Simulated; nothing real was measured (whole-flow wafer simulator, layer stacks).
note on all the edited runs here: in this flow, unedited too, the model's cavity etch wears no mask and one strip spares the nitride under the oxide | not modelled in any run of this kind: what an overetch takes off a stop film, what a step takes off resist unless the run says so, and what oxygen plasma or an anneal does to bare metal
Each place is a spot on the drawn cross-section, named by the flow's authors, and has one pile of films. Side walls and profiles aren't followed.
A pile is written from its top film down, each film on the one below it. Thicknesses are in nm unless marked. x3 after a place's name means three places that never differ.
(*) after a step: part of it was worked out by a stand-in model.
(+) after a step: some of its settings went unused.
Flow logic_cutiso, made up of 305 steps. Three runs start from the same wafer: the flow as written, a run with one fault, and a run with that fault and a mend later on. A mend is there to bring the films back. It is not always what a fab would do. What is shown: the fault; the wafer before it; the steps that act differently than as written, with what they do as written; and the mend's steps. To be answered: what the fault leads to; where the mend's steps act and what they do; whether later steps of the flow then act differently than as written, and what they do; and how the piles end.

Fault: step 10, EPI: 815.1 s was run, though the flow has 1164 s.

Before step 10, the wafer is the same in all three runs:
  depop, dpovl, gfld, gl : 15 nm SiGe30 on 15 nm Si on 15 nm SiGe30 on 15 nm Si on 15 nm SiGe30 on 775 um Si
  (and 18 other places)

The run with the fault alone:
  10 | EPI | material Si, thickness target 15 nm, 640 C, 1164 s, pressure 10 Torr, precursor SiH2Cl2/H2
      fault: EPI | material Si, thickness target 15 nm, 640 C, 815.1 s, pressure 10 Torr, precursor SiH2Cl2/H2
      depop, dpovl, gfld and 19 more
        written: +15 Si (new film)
        fault: +10.5 Si (new film)
  Steps later in the flow that act otherwise than as written (3 other steps are not shown; they differ only slightly, by no more than 2% or 0.5 nm, whichever is larger):
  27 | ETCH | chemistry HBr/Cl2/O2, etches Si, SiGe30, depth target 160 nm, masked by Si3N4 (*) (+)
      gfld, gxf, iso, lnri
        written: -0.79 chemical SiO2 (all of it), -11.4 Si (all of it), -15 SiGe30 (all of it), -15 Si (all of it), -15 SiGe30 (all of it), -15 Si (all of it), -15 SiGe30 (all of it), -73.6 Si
        fault: -0.79 chemical SiO2 (all of it), -6.85 Si (all of it), -15 SiGe30 (all of it), -15 Si (all of it), -15 SiGe30 (all of it), -15 Si (all of it), -15 SiGe30 (all of it), -78.1 Si
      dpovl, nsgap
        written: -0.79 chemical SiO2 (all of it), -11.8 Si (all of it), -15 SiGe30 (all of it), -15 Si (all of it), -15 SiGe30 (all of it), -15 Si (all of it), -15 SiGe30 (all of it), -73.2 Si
        fault: -0.79 chemical SiO2 (all of it), -7.25 Si (all of it), -15 SiGe30 (all of it), -15 Si (all of it), -15 SiGe30 (all of it), -15 Si (all of it), -15 SiGe30 (all of it), -77.7 Si
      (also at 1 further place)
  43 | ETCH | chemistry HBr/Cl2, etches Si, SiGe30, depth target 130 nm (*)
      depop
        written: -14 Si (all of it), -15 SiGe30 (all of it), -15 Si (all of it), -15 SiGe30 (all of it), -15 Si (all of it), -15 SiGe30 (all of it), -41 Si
        fault: -9.52 Si (all of it), -15 SiGe30 (all of it), -15 Si (all of it), -15 SiGe30 (all of it), -15 Si (all of it), -15 SiGe30 (all of it), -45.5 Si
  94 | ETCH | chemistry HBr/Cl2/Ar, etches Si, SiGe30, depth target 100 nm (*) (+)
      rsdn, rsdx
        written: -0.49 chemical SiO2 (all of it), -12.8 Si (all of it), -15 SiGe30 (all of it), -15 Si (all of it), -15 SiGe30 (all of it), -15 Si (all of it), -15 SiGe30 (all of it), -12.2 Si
        fault: -0.49 chemical SiO2 (all of it), -8.32 Si (all of it), -15 SiGe30 (all of it), -15 Si (all of it), -15 SiGe30 (all of it), -15 Si (all of it), -15 SiGe30 (all of it), -16.7 Si
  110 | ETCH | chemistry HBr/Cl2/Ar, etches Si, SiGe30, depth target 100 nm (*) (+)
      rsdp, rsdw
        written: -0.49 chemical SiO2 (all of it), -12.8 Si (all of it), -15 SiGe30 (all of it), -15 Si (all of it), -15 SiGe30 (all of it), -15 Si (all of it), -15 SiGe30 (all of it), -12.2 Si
        fault: -0.49 chemical SiO2 (all of it), -8.32 Si (all of it), -15 SiGe30 (all of it), -15 Si (all of it), -15 SiGe30 (all of it), -15 Si (all of it), -15 SiGe30 (all of it), -16.7 Si
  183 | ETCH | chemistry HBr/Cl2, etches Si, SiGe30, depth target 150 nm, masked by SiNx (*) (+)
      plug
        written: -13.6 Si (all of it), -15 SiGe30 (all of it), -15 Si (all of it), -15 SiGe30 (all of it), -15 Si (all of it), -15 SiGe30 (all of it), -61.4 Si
        fault: -9.05 Si (all of it), -15 SiGe30 (all of it), -15 Si (all of it), -15 SiGe30 (all of it), -15 Si (all of it), -15 SiGe30 (all of it), -65.9 Si
  The piles end different from the flow's at gl, glp, gxn and 6 more by more than 2% or 0.5 nm, whichever is larger.
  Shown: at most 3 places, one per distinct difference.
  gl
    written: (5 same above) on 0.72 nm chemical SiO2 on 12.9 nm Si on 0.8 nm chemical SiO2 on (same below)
    fault: (5 same above) on 0.72 nm chemical SiO2 on 8.35 nm Si on 0.8 nm chemical SiO2 on (same below)
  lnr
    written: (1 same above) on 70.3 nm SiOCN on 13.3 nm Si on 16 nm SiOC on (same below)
    fault: (1 same above) on 70.3 nm SiOCN on 8.79 nm Si on 16 nm SiOC on (same below)
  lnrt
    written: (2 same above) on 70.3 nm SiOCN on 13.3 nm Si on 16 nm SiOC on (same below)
    fault: (2 same above) on 70.3 nm SiOCN on 8.79 nm Si on 16 nm SiOC on (same below)

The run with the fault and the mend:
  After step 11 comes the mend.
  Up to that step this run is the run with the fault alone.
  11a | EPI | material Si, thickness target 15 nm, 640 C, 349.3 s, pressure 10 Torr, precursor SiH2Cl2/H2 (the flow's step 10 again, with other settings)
      depop, dpovl, gfld and 19 more
        +4.5 Si
  Every later step of the flow that is run acts as written at every place that is followed.
  The piles end the same as the flow's at every place that both follow.
